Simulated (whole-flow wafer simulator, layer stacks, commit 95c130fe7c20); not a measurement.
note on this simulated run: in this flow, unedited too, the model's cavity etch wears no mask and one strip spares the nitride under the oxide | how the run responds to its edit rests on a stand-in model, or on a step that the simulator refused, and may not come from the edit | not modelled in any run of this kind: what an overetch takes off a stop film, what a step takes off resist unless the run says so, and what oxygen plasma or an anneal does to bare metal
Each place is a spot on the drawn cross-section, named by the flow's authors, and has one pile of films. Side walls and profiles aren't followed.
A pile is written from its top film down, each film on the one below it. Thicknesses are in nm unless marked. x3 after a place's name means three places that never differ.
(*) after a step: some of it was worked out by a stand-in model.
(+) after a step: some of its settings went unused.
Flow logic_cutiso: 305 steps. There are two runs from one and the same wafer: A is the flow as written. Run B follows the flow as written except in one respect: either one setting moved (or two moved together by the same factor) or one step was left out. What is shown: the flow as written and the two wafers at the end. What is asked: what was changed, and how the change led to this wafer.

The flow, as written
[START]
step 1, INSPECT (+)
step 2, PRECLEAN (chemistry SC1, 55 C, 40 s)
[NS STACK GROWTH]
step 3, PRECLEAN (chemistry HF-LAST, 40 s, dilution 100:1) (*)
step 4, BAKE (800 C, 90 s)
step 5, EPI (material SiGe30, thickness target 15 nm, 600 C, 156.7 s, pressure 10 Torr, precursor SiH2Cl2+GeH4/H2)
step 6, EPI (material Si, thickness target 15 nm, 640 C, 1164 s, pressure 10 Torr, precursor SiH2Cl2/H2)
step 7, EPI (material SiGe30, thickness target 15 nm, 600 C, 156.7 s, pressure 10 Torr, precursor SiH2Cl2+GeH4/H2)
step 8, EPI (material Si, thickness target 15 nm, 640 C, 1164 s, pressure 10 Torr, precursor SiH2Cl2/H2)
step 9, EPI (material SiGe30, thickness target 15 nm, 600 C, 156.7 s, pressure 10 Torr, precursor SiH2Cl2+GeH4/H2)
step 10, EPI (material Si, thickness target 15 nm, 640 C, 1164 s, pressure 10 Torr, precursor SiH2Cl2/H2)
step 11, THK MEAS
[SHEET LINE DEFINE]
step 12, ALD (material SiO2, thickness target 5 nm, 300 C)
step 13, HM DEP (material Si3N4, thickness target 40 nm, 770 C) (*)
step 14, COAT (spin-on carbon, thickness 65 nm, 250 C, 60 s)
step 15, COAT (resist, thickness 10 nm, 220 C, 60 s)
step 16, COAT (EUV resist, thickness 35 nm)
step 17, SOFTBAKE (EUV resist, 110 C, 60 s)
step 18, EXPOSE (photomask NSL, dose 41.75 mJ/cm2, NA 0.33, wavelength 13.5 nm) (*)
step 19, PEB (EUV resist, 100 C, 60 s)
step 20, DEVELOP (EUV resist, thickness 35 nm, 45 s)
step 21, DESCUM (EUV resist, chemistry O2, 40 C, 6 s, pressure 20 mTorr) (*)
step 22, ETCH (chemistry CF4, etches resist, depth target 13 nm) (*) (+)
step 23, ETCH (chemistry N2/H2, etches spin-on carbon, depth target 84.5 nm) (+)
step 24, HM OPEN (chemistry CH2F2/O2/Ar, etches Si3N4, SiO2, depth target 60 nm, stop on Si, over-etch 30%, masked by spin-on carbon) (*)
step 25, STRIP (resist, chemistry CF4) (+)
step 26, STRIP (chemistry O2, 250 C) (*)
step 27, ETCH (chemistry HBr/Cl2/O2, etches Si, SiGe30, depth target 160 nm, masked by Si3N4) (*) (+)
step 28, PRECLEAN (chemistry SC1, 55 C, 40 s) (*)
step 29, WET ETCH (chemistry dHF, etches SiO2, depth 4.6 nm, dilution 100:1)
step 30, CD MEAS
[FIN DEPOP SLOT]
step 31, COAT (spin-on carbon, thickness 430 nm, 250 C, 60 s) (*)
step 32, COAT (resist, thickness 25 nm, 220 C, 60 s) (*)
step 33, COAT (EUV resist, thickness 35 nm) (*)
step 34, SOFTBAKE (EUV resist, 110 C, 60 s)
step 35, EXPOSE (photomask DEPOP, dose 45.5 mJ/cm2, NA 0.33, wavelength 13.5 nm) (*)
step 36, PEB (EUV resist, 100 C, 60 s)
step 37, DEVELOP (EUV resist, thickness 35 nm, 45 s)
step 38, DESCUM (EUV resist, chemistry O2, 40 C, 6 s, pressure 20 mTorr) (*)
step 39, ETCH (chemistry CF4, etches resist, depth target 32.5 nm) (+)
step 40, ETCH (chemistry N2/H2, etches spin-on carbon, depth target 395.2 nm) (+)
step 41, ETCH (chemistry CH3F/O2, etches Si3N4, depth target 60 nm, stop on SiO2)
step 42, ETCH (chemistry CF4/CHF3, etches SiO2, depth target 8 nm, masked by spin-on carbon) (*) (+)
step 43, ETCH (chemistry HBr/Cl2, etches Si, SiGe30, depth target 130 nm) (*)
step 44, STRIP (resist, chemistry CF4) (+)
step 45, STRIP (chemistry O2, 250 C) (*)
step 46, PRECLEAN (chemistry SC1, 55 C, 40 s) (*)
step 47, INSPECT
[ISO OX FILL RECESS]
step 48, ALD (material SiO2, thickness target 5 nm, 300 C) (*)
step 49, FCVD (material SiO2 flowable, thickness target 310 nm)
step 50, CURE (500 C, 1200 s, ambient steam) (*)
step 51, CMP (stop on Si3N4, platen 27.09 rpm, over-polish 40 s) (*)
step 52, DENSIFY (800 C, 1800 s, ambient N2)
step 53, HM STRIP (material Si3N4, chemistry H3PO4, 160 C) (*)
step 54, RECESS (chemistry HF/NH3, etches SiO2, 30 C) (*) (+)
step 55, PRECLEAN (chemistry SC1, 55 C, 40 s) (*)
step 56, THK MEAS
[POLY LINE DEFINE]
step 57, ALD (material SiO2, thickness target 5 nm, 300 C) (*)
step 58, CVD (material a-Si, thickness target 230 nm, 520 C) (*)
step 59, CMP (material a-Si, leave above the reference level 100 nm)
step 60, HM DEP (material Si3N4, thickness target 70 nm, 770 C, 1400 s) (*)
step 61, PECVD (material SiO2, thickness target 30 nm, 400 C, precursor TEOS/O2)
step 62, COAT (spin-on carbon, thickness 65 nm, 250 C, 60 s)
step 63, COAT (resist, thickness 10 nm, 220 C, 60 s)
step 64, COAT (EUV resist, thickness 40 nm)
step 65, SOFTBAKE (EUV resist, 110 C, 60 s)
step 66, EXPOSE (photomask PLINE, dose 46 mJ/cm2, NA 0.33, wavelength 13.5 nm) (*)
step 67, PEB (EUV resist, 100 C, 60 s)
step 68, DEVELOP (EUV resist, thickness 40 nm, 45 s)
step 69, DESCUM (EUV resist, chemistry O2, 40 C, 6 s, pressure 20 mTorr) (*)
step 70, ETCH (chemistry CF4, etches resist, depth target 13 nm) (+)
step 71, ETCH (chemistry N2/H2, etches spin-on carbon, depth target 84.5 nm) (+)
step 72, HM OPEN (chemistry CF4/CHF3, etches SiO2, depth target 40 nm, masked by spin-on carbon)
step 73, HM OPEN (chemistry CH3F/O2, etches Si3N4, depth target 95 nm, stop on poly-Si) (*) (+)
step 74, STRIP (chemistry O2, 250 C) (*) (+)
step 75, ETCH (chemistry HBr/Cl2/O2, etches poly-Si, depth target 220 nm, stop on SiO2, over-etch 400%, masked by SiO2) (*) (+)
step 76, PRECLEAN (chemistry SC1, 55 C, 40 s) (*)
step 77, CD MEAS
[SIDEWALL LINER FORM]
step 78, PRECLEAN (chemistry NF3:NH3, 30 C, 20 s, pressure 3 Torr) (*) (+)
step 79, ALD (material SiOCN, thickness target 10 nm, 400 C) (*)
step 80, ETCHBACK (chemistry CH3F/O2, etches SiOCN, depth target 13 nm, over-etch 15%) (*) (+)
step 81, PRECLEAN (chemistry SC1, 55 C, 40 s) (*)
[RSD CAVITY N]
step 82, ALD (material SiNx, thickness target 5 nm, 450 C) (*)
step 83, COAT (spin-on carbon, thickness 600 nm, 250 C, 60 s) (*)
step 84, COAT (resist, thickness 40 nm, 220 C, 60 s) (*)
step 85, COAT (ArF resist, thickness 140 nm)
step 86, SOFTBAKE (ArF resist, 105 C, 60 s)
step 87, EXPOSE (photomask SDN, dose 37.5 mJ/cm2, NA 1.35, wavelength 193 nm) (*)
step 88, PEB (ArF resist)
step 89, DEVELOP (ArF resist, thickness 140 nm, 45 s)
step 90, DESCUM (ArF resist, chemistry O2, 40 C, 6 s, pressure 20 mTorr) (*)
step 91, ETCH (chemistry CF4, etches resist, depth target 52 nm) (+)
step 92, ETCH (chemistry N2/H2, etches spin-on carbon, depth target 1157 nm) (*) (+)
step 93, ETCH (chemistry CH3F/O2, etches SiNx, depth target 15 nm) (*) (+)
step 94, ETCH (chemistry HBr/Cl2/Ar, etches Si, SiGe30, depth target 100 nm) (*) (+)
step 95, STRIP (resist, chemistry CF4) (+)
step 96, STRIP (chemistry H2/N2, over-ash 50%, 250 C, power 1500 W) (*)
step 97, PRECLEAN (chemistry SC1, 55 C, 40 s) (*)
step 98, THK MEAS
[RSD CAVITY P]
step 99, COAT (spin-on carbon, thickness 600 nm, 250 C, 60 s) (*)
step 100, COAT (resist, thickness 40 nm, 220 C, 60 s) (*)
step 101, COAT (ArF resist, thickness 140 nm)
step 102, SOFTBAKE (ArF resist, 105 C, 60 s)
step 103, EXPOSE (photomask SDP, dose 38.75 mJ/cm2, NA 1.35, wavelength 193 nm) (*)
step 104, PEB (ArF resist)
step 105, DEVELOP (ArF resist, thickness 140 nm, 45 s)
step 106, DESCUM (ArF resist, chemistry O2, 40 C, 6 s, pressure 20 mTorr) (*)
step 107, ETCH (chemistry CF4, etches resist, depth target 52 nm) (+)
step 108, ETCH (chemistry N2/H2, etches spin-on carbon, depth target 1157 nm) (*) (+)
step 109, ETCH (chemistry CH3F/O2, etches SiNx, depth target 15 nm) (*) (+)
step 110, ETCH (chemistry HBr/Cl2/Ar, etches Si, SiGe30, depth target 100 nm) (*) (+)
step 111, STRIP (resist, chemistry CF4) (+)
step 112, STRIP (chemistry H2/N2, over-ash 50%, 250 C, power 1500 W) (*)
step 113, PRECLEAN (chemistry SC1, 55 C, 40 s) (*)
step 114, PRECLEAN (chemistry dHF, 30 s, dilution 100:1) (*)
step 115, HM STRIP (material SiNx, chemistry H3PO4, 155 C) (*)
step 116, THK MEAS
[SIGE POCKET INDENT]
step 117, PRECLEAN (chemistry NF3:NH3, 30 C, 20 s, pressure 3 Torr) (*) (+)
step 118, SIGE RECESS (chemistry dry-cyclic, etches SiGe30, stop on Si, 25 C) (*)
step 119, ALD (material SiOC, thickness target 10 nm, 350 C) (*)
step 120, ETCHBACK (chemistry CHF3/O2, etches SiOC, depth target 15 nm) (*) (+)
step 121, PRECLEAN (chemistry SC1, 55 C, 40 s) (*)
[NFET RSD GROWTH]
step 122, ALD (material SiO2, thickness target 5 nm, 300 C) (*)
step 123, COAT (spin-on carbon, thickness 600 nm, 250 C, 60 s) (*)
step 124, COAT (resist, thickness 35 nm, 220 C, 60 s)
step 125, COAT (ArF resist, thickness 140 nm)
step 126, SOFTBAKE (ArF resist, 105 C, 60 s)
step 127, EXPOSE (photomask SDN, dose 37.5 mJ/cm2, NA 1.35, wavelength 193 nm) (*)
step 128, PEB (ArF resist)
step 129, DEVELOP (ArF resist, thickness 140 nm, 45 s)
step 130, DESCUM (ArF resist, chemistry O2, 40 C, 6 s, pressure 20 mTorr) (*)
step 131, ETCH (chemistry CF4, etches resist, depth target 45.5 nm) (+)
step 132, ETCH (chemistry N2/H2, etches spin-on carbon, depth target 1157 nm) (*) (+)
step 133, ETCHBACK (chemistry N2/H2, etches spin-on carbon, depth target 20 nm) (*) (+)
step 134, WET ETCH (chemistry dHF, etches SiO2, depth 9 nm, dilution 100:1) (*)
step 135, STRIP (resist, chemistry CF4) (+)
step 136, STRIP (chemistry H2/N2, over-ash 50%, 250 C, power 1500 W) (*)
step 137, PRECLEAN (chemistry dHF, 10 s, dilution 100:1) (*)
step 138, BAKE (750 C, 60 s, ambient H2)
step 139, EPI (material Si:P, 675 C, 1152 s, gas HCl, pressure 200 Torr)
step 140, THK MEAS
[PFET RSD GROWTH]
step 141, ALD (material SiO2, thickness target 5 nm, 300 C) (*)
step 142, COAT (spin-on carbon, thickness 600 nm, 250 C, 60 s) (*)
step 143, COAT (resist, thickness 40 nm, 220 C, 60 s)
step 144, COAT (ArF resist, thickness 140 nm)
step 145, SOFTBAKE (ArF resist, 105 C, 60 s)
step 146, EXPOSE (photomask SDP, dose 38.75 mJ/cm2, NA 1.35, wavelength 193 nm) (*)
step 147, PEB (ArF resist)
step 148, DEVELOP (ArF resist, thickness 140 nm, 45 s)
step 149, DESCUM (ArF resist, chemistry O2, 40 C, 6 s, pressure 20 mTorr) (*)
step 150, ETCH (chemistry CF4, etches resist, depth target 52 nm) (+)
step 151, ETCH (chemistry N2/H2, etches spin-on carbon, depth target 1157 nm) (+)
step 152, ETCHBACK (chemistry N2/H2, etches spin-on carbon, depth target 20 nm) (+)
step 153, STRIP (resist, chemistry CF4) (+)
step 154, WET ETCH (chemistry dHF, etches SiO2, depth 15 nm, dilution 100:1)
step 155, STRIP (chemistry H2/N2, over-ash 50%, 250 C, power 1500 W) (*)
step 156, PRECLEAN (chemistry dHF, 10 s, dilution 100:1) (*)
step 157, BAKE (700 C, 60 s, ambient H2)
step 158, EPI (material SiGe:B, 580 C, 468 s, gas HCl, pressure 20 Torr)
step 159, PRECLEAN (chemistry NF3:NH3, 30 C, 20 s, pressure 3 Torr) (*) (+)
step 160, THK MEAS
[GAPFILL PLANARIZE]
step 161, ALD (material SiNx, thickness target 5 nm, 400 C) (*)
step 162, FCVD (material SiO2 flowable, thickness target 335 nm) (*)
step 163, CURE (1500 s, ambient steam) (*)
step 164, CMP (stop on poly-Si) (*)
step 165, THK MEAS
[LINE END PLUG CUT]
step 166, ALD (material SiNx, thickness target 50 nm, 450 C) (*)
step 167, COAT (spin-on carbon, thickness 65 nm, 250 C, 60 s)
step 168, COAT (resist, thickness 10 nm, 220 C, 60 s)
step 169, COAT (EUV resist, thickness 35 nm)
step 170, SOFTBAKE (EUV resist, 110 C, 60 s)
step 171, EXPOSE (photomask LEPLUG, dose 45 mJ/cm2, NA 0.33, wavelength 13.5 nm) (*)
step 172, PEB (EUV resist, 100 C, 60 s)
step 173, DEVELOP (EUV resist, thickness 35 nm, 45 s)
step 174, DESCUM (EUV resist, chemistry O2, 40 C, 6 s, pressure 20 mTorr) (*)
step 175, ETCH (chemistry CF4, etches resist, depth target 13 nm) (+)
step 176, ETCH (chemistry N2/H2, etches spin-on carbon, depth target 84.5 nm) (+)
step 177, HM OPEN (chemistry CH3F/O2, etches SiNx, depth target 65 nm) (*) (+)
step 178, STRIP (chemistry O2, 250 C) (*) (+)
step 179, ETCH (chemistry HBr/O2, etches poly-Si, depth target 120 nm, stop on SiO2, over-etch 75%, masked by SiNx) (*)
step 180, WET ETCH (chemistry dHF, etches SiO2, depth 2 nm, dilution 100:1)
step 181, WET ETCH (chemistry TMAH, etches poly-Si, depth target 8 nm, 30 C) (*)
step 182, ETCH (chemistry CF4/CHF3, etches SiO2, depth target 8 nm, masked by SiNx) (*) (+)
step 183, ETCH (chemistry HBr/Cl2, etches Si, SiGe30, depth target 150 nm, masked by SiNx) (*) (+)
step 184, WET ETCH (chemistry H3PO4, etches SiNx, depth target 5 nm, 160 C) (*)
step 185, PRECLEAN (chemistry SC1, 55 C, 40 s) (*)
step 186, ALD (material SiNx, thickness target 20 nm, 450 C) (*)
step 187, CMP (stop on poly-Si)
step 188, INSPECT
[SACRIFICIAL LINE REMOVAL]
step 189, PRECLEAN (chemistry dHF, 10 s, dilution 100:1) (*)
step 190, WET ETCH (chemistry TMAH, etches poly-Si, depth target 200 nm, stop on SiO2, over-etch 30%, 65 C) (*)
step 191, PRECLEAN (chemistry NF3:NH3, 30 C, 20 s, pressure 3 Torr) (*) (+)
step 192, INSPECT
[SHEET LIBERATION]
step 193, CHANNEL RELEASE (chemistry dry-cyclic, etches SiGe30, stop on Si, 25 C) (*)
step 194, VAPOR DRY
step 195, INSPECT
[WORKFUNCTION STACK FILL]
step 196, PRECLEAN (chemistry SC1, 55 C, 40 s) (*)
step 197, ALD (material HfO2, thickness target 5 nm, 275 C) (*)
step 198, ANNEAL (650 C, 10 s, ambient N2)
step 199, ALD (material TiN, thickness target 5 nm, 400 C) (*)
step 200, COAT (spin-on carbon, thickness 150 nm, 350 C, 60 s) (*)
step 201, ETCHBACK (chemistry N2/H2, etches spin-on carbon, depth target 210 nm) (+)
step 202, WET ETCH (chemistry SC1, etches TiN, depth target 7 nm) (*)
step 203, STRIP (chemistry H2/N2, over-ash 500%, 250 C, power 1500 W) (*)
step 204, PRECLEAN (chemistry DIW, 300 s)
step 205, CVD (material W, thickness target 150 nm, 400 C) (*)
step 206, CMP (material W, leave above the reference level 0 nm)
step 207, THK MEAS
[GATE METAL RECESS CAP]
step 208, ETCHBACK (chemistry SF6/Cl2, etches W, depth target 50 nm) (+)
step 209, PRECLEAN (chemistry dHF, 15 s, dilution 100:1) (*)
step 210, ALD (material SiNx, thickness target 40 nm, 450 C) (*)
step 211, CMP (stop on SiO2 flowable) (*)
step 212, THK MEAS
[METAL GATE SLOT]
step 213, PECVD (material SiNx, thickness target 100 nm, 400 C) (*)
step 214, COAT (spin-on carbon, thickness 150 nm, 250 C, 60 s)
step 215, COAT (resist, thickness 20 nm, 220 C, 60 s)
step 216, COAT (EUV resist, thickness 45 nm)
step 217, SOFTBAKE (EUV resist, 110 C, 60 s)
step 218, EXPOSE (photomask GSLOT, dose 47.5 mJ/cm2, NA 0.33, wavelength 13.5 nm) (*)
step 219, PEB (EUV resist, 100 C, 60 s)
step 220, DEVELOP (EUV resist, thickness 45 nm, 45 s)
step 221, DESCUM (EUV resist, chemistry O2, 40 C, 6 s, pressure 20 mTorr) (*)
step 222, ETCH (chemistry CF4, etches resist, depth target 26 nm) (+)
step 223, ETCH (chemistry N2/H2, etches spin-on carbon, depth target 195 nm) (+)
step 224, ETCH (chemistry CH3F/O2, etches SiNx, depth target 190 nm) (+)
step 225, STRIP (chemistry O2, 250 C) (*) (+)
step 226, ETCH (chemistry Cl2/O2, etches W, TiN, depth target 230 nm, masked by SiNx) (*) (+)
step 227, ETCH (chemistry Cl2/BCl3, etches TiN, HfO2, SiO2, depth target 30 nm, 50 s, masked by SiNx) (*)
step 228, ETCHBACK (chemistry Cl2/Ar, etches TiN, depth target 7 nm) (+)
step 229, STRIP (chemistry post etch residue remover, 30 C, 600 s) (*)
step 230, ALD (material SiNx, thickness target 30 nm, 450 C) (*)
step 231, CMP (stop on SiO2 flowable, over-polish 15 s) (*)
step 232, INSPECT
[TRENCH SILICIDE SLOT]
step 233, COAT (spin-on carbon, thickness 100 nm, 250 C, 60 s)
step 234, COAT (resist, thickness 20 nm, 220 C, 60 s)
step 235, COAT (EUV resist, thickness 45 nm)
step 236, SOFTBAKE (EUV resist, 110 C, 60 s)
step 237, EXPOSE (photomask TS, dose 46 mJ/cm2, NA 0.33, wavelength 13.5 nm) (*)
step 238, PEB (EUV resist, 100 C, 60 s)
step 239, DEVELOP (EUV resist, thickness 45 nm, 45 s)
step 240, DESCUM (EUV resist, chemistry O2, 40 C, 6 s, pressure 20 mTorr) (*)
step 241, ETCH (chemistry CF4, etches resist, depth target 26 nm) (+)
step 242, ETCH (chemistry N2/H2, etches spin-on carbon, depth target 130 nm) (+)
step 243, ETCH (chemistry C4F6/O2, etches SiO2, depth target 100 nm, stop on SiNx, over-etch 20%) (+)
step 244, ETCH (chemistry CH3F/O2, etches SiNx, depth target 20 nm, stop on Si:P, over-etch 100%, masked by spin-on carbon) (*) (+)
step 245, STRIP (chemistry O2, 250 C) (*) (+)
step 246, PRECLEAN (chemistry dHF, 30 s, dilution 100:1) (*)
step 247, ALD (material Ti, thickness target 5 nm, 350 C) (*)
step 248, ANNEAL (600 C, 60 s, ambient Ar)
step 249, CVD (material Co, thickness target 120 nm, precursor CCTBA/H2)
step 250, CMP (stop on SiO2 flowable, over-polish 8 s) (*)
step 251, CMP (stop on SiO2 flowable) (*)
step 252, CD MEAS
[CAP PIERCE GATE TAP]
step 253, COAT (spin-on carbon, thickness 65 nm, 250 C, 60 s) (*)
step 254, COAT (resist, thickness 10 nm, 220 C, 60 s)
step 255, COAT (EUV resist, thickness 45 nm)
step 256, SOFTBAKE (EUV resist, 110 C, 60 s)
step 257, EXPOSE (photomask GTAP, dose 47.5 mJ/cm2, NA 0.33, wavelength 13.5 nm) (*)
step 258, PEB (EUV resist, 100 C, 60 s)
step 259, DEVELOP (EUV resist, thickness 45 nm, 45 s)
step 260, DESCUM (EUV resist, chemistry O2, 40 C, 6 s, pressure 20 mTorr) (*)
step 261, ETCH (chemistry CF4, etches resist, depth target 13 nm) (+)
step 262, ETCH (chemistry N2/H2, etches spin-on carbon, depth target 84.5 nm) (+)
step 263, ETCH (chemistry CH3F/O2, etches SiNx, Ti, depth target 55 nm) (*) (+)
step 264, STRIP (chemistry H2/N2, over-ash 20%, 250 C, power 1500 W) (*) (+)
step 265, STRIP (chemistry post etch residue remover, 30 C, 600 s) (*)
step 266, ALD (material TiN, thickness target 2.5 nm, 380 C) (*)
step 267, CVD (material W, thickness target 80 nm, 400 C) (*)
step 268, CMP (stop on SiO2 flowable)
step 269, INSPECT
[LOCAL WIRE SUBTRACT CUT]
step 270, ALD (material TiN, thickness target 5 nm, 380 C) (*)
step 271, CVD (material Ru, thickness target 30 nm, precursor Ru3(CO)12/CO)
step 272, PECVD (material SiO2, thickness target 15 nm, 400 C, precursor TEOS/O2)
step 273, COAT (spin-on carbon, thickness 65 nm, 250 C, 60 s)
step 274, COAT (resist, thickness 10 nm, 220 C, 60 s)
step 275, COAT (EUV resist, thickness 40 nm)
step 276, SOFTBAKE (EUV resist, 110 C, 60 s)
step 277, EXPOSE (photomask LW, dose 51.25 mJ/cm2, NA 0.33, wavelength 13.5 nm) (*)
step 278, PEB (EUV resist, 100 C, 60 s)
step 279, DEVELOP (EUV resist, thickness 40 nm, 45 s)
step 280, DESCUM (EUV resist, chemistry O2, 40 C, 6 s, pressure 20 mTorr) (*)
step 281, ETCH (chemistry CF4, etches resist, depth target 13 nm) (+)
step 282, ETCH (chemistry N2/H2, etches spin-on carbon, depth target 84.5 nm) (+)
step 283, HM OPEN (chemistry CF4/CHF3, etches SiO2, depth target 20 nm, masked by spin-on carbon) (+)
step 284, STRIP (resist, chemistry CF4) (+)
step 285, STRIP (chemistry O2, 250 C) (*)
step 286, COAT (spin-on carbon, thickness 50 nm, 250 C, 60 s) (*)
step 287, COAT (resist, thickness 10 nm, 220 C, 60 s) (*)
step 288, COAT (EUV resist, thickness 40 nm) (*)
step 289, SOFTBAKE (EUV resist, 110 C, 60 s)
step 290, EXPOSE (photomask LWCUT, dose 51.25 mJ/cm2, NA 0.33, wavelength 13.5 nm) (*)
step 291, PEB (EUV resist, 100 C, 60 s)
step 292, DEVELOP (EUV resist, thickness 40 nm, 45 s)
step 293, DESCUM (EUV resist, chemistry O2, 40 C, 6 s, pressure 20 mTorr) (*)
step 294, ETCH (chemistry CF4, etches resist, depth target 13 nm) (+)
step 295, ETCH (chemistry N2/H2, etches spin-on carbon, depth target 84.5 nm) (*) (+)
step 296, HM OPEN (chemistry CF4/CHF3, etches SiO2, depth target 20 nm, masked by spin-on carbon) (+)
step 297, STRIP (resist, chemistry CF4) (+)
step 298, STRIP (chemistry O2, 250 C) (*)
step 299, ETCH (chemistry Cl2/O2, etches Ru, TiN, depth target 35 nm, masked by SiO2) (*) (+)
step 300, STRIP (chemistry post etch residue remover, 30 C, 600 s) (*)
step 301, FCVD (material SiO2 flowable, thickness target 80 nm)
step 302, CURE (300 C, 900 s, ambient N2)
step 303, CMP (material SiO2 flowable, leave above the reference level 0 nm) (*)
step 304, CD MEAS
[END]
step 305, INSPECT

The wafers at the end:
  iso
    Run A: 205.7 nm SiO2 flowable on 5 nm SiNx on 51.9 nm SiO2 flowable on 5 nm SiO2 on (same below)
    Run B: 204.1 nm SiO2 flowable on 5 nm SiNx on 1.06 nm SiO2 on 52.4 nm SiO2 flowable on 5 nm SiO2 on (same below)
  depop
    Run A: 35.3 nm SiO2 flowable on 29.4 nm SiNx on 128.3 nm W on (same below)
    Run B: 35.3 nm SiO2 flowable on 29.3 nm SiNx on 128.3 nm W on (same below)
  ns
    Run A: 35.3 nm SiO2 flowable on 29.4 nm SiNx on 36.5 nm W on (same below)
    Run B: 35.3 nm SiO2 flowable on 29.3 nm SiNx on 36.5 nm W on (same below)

The reason: step 137, PRECLEAN: chemistry dHF, 10 s, dilution 100:1 (*), was omitted.

Step by step, how the change led to this:
  step 153, STRIP (resist, chemistry CF4) (+)
      glp: A -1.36 SiO2 (all of it) | B -2.88 SiO2 (all of it)
      gxp: A -3.06 SiO2 (all of it) | B -4.58 SiO2 (all of it)
      (also at 1 further place)
  step 154, WET ETCH (chemistry dHF, etches SiO2, depth 15 nm, dilution 100:1)
      rsdp: A -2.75 SiO2 (all of it), -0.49 chemical SiO2 (all of it) | B -4.35 SiO2 (all of it), -0.49 chemical SiO2 (all of it)
      rsdw: A -2.25 SiO2 (all of it), -0.49 chemical SiO2 (all of it) | B -3.86 SiO2 (all of it), -0.49 chemical SiO2 (all of it)
  step 159, PRECLEAN (chemistry NF3:NH3, 30 C, 20 s, pressure 3 Torr) (*) (+)
      iso: A -6.96 SiO2 (all of it), -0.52 SiO2 flowable | B -7.42 SiO2
      lnri: A -6.96 SiO2 (all of it), -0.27 SiOCN | B -7.42 SiO2
  step 161, ALD (material SiNx, thickness target 5 nm, 400 C) (*)
      gxp: A +5 SiNx (new film) | B +6.82 SiNx (new film)
  step 164, CMP (stop on poly-Si) (*)
      lnri: A -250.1 SiO2 flowable (all of it), -5 SiNx (all of it), -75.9 SiOCN | B -251.7 SiO2 flowable (all of it), -5 SiNx (all of it), -1.06 SiO2 (all of it), -76.2 SiOCN
      depop, dpovl, isow, ns, nsgap: A -326.8 SiO2 flowable (all of it), -5 SiNx (all of it), -4.13 SiO2 (all of it), -70 Si3N4 (all of it) | B -326.8 SiO2 flowable (all of it), -5 SiNx (all of it), -5.65 SiO2 (all of it), -70 Si3N4 (all of it)
      (also at 4 further places)
